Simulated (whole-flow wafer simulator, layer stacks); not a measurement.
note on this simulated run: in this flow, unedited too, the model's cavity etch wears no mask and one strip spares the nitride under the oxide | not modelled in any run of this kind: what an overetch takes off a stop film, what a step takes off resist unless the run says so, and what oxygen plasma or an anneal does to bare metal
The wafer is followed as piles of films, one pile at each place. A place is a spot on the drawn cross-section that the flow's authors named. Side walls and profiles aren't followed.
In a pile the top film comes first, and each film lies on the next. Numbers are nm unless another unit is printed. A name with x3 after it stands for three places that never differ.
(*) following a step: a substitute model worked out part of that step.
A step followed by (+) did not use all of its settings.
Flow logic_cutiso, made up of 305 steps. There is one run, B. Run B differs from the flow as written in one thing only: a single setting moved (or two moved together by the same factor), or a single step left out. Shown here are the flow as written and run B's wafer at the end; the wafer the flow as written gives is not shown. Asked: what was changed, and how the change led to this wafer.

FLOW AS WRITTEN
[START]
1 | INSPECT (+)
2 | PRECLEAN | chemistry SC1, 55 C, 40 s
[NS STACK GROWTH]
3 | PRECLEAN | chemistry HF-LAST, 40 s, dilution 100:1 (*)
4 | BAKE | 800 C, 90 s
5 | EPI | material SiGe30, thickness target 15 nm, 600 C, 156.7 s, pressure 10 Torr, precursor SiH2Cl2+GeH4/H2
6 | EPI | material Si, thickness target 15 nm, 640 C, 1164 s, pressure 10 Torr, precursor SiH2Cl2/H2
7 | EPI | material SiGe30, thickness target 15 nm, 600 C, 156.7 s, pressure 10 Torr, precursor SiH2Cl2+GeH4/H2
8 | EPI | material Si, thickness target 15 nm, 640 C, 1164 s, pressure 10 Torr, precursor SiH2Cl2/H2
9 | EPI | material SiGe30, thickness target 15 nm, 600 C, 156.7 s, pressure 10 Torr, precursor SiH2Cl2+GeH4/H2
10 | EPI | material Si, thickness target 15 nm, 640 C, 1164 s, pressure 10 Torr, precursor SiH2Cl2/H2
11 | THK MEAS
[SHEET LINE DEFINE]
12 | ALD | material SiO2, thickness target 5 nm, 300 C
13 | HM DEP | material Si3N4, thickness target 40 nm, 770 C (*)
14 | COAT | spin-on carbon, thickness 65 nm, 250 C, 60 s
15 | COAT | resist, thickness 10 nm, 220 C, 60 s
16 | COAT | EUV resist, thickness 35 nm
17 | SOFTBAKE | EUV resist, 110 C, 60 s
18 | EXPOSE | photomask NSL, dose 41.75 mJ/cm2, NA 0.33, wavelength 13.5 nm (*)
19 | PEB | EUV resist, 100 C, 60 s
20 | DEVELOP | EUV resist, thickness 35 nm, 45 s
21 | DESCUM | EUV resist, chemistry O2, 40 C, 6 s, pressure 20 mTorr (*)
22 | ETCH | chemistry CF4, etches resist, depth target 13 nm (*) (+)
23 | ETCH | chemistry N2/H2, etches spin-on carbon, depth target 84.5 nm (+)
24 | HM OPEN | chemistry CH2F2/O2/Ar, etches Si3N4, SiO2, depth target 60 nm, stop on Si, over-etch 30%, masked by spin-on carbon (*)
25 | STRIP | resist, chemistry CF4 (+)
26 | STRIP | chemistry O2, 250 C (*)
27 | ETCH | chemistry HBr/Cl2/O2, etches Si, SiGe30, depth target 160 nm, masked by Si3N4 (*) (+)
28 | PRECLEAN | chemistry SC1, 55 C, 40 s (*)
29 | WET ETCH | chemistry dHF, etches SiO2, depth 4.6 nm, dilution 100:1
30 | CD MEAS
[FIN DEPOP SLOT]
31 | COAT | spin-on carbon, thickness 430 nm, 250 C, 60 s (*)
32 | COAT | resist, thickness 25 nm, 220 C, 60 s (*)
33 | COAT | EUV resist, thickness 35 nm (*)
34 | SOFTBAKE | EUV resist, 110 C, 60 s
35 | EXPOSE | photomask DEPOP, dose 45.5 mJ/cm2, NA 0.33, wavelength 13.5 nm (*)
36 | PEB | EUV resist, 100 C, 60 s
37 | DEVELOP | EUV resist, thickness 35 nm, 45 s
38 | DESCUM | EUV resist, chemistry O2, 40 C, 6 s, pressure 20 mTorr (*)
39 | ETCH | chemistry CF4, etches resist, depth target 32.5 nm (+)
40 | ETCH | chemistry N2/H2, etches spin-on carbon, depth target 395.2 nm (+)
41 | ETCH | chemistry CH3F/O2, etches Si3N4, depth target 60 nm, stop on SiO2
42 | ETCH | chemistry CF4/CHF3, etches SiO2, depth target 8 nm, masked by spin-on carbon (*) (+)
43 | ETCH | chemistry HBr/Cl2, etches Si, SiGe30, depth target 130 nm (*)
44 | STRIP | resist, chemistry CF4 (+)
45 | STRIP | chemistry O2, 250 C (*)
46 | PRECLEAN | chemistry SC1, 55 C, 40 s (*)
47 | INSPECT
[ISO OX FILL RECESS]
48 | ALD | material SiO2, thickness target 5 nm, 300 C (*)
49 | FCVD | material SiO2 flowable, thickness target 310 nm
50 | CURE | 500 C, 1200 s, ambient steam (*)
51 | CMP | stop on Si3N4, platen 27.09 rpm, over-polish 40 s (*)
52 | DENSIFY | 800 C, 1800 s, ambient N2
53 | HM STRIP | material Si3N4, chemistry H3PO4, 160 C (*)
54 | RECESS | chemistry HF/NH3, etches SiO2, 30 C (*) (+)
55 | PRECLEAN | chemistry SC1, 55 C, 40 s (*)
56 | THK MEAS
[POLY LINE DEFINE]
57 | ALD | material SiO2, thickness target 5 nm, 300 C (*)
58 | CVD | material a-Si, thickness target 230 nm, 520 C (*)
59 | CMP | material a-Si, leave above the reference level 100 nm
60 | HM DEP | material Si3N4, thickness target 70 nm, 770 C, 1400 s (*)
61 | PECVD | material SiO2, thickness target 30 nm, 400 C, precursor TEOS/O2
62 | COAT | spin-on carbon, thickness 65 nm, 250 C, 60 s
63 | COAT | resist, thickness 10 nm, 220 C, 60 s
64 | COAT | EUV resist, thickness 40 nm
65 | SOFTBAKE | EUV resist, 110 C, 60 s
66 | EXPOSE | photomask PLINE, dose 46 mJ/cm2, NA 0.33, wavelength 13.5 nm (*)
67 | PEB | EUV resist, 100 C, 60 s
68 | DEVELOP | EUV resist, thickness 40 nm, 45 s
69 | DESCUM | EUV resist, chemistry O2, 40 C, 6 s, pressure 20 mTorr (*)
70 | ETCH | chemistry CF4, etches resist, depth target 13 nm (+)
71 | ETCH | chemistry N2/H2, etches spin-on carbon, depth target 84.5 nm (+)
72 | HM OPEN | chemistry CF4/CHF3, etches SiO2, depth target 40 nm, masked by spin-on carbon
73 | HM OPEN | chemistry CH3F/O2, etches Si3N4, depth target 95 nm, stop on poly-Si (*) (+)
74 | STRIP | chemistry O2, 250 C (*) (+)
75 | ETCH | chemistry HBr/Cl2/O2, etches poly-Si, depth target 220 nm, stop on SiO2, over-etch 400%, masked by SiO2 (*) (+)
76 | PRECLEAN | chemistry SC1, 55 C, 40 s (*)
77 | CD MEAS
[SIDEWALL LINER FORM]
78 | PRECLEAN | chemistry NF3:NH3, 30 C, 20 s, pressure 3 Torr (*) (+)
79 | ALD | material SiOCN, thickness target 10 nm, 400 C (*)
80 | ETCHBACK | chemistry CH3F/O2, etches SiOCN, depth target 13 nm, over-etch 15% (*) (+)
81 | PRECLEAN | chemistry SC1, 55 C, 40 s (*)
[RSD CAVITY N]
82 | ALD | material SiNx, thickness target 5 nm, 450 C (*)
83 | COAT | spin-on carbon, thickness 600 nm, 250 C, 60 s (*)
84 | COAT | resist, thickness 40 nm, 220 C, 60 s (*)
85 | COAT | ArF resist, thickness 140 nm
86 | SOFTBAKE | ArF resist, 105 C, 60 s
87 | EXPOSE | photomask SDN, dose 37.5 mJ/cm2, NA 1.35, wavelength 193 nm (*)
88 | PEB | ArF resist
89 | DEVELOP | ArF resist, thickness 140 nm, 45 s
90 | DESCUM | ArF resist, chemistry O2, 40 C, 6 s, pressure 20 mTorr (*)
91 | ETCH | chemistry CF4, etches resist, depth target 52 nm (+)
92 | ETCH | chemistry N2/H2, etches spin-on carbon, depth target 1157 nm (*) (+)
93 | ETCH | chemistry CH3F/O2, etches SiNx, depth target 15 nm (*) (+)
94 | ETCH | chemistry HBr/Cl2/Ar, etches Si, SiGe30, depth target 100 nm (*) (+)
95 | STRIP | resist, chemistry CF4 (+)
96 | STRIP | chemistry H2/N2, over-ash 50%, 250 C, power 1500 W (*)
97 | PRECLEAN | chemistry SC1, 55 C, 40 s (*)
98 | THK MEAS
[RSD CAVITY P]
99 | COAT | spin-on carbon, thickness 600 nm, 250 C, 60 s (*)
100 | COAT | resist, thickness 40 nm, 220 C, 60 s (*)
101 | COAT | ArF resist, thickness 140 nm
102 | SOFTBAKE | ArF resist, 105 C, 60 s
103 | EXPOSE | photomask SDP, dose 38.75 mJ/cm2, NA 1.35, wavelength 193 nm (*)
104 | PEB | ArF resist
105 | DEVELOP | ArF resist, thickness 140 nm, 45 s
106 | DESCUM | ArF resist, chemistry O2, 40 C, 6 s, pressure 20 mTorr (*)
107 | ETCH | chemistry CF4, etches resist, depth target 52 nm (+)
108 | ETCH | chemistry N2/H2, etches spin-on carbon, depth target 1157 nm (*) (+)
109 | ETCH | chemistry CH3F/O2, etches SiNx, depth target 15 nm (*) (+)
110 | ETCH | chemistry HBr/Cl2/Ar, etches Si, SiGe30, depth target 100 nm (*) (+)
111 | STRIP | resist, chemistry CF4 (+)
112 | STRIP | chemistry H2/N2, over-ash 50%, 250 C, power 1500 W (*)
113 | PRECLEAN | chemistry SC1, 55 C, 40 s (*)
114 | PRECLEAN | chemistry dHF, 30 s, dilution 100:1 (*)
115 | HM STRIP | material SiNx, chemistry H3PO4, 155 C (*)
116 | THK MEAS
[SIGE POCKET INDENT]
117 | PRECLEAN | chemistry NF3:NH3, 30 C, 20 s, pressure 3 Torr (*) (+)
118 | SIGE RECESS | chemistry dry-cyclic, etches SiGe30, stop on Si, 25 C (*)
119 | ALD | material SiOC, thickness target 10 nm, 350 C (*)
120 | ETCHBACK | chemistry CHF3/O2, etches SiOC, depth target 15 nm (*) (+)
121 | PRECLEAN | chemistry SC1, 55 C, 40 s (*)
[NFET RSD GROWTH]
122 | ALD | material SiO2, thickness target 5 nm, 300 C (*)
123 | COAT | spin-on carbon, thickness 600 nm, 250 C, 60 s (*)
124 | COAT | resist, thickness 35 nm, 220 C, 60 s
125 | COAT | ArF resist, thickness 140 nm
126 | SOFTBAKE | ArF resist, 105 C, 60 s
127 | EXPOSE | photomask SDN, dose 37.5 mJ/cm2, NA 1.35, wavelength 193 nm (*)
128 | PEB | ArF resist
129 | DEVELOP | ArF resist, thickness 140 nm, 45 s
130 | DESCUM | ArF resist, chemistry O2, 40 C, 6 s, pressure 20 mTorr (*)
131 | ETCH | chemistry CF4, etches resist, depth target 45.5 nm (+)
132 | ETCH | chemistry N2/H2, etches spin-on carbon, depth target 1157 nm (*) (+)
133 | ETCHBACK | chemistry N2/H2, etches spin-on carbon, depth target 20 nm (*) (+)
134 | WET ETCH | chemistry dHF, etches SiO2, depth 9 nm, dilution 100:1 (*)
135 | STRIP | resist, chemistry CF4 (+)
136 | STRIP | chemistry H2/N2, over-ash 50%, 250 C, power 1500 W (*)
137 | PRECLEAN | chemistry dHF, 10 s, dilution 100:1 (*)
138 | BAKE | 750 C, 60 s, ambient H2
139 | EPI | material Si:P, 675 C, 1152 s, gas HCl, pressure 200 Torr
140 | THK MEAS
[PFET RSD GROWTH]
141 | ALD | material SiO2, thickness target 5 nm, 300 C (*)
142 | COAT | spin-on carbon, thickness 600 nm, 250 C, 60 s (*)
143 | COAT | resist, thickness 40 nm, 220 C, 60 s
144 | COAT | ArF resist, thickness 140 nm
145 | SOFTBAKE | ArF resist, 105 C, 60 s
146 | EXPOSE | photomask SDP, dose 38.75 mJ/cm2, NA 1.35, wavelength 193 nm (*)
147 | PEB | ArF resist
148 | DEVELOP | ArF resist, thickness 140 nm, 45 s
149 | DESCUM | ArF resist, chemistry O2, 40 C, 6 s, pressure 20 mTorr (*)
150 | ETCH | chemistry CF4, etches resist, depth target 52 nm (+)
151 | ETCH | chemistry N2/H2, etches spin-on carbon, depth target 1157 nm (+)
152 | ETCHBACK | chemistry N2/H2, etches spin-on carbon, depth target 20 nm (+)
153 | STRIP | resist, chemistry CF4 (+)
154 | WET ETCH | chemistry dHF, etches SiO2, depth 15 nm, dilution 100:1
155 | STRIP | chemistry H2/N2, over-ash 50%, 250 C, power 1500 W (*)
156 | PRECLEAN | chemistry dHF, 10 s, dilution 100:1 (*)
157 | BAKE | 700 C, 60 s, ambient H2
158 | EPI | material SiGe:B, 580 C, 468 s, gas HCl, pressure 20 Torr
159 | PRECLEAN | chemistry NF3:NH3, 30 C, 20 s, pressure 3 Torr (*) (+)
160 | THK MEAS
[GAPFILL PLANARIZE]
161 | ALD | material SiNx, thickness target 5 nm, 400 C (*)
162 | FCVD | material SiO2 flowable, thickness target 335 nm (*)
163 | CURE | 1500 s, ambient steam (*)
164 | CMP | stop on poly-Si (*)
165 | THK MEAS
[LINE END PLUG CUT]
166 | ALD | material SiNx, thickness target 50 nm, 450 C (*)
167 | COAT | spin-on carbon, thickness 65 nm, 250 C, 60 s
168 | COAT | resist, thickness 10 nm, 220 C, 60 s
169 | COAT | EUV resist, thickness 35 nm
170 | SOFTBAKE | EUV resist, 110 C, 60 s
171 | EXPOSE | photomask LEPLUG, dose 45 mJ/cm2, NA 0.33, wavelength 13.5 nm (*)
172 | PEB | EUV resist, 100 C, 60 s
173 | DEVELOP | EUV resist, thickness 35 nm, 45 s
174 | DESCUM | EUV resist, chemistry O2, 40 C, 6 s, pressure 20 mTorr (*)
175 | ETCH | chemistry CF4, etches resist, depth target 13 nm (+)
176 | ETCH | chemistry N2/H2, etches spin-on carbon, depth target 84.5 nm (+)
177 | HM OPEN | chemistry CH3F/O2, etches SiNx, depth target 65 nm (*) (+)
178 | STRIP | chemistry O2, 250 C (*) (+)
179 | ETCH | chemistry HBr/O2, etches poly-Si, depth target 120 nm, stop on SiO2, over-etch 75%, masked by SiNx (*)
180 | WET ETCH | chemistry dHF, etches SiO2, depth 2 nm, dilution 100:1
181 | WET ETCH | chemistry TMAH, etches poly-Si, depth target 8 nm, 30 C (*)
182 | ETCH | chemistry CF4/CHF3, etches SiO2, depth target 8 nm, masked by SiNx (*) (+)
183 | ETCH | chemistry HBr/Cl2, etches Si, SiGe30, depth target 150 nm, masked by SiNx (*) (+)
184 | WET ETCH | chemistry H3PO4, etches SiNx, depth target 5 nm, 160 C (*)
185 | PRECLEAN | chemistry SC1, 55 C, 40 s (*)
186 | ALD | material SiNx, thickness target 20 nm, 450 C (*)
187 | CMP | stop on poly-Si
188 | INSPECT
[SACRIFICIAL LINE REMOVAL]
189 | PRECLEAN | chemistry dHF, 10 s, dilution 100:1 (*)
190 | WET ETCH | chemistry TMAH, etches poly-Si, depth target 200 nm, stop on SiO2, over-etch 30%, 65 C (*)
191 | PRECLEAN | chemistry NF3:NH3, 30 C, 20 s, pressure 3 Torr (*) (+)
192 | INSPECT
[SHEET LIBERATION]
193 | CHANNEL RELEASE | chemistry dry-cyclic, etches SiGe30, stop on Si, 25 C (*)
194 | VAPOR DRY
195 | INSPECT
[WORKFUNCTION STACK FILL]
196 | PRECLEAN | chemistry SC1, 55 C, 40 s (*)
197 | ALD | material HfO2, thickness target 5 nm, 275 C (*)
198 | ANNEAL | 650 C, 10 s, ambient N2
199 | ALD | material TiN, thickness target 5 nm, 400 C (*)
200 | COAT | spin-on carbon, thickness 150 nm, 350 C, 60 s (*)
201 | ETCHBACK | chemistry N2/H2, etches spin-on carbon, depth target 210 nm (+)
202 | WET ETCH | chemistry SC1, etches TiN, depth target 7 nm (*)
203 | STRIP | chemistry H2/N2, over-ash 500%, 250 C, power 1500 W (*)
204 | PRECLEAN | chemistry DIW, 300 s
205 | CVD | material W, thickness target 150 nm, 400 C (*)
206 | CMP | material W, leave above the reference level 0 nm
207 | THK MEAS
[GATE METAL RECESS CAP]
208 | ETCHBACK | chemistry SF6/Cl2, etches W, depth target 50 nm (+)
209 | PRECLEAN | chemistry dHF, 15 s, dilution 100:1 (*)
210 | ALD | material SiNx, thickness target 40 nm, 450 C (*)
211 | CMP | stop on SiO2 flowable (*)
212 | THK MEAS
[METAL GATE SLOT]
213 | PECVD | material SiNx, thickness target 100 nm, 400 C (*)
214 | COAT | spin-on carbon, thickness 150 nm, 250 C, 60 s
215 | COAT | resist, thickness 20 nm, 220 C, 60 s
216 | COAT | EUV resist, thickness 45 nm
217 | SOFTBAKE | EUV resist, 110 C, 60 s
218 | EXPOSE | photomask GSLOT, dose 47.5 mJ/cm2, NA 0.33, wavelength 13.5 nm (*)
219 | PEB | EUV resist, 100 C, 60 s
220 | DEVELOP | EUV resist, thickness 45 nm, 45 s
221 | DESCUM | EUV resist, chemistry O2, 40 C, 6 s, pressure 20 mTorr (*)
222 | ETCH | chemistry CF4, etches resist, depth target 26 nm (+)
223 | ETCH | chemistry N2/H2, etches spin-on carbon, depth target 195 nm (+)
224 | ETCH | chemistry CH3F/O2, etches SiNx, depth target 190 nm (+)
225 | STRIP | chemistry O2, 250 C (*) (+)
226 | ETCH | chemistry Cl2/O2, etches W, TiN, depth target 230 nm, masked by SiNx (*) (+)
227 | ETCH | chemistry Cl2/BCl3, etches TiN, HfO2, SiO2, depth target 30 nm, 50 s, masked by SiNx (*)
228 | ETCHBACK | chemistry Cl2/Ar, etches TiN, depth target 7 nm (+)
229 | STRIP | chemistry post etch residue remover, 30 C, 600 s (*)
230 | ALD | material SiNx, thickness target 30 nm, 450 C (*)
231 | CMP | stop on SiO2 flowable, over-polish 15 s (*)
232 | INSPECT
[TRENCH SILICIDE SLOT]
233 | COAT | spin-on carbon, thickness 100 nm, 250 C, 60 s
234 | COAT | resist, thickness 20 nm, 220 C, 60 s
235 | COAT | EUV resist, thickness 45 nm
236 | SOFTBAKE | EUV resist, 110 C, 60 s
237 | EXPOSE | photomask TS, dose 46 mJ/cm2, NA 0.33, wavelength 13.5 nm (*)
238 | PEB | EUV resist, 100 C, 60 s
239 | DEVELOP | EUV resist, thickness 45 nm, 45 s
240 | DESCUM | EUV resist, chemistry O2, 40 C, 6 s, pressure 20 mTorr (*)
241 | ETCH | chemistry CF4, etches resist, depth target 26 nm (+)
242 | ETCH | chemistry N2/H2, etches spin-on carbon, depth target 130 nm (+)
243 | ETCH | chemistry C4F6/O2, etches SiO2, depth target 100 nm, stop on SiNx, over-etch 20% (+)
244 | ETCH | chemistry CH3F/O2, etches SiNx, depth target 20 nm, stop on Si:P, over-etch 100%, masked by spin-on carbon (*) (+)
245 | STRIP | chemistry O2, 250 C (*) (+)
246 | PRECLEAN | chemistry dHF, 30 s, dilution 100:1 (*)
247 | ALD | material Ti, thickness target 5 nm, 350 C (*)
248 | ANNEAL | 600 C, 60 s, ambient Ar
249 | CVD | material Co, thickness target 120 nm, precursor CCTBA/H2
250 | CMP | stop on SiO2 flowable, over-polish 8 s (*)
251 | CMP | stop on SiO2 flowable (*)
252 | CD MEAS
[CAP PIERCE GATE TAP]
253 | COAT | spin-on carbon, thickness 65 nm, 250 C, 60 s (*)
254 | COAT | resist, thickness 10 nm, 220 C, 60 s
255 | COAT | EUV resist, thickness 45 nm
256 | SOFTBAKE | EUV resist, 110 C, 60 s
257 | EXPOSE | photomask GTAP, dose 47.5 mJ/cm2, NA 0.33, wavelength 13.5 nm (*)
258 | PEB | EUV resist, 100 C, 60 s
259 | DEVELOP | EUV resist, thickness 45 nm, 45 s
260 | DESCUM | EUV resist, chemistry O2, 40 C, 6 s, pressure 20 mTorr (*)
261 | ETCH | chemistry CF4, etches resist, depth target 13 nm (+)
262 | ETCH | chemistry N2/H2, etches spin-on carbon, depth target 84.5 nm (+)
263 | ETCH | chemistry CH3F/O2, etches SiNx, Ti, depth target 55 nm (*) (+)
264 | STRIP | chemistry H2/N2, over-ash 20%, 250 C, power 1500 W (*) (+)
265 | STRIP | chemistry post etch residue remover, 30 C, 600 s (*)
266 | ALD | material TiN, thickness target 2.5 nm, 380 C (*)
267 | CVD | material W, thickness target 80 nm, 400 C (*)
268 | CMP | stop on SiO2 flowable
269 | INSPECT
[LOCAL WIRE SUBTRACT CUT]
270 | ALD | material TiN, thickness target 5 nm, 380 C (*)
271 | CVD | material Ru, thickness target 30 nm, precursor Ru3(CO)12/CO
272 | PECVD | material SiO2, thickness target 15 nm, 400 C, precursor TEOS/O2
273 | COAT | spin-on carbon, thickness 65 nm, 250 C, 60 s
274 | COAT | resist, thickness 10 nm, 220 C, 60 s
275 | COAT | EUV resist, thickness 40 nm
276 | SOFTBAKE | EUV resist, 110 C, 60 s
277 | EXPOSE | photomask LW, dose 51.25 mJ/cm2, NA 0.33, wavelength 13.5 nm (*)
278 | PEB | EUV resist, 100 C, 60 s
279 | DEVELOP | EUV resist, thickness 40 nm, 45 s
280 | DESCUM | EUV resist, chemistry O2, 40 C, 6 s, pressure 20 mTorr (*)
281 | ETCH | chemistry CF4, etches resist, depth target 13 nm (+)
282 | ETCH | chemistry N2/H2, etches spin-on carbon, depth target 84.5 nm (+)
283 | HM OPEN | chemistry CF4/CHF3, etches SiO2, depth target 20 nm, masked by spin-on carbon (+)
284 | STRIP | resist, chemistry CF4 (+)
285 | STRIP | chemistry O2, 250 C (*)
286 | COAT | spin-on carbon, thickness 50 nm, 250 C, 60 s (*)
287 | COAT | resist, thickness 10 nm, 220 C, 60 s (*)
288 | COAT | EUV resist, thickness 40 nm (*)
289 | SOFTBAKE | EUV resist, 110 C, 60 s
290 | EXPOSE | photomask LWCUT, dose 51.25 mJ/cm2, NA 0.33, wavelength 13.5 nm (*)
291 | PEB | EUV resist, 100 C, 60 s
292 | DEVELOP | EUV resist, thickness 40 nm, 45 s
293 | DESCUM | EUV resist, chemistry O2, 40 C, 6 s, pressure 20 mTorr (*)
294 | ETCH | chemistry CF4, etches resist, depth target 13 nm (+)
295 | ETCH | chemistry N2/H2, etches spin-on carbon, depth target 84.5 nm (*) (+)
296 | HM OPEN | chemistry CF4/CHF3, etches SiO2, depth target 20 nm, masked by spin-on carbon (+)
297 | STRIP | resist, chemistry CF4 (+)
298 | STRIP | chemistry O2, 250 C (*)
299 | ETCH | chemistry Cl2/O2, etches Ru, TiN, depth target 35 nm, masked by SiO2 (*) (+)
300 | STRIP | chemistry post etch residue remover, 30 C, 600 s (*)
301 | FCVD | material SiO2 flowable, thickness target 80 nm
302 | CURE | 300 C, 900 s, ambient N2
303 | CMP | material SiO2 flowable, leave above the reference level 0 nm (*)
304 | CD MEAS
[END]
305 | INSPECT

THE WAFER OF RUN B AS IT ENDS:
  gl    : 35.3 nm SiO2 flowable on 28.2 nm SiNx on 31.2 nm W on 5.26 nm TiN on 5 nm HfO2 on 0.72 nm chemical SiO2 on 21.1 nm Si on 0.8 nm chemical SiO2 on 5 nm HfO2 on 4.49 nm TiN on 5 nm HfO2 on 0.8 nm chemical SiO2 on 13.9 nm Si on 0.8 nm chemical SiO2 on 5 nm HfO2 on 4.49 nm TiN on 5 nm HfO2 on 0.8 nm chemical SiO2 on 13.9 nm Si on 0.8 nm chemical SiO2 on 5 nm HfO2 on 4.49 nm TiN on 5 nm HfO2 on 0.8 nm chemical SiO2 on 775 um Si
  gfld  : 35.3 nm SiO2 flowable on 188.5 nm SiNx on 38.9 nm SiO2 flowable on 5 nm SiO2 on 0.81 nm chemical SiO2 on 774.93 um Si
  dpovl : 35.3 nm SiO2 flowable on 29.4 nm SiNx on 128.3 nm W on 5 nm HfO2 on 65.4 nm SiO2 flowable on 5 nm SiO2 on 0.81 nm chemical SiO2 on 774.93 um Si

Cause: step 10, EPI: 1805 s was run, whereas the flow has 1164 s.

The path from the change to this, step by step:
  10 | EPI | material Si, thickness target 15 nm, 640 C, 1164 s, pressure 10 Torr, precursor SiH2Cl2/H2
      depop, dpovl, gfld and 19 more: +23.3 Si (new film) (as written it would have been: +15 Si (new film))
  27 | ETCH | chemistry HBr/Cl2/O2, etches Si, SiGe30, depth target 160 nm, masked by Si3N4 (*) (+)
      gfld, gxf, iso, lnri: -0.79 chemical SiO2 (all of it), -19.6 Si (all of it), -15 SiGe30 (all of it), -15 Si (all of it), -15 SiGe30 (all of it), -15 Si (all of it), -15 SiGe30 (all of it), -65.4 Si (as written it would have been: -0.79 chemical SiO2 (all of it), -11.4 Si (all of it), -15 SiGe30 (all of it), -15 Si (all of it), -15 SiGe30 (all of it), -15 Si (all of it), -15 SiGe30 (all of it), -73.6 Si)
      dpovl, nsgap: -0.79 chemical SiO2 (all of it), -20 Si (all of it), -15 SiGe30 (all of it), -15 Si (all of it), -15 SiGe30 (all of it), -15 Si (all of it), -15 SiGe30 (all of it), -65 Si (as written it would have been: -0.79 chemical SiO2 (all of it), -11.8 Si (all of it), -15 SiGe30 (all of it), -15 Si (all of it), -15 SiGe30 (all of it), -15 Si (all of it), -15 SiGe30 (all of it), -73.2 Si)
      (also at 1 further place)
  43 | ETCH | chemistry HBr/Cl2, etches Si, SiGe30, depth target 130 nm (*)
      depop: -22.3 Si (all of it), -15 SiGe30 (all of it), -15 Si (all of it), -15 SiGe30 (all of it), -15 Si (all of it), -15 SiGe30 (all of it), -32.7 Si (as written it would have been: -14 Si (all of it), -15 SiGe30 (all of it), -15 Si (all of it), -15 SiGe30 (all of it), -15 Si (all of it), -15 SiGe30 (all of it), -41 Si)
  94 | ETCH | chemistry HBr/Cl2/Ar, etches Si, SiGe30, depth target 100 nm (*) (+)
      rsdn, rsdx: -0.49 chemical SiO2 (all of it), -21.1 Si (all of it), -15 SiGe30 (all of it), -15 Si (all of it), -15 SiGe30 (all of it), -15 Si (all of it), -15 SiGe30 (all of it), -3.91 Si (as written it would have been: -0.49 chemical SiO2 (all of it), -12.8 Si (all of it), -15 SiGe30 (all of it), -15 Si (all of it), -15 SiGe30 (all of it), -15 Si (all of it), -15 SiGe30 (all of it), -12.2 Si)
  110 | ETCH | chemistry HBr/Cl2/Ar, etches Si, SiGe30, depth target 100 nm (*) (+)
      rsdp, rsdw: -0.49 chemical SiO2 (all of it), -21.1 Si (all of it), -15 SiGe30 (all of it), -15 Si (all of it), -15 SiGe30 (all of it), -15 Si (all of it), -15 SiGe30 (all of it), -3.91 Si (as written it would have been: -0.49 chemical SiO2 (all of it), -12.8 Si (all of it), -15 SiGe30 (all of it), -15 Si (all of it), -15 SiGe30 (all of it), -15 Si (all of it), -15 SiGe30 (all of it), -12.2 Si)
  183 | ETCH | chemistry HBr/Cl2, etches Si, SiGe30, depth target 150 nm, masked by SiNx (*) (+)
      plug: -21.8 Si (all of it), -15 SiGe30 (all of it), -15 Si (all of it), -15 SiGe30 (all of it), -15 Si (all of it), -15 SiGe30 (all of it), -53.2 Si (as written it would have been: -13.6 Si (all of it), -15 SiGe30 (all of it), -15 Si (all of it), -15 SiGe30 (all of it), -15 Si (all of it), -15 SiGe30 (all of it), -61.4 Si)
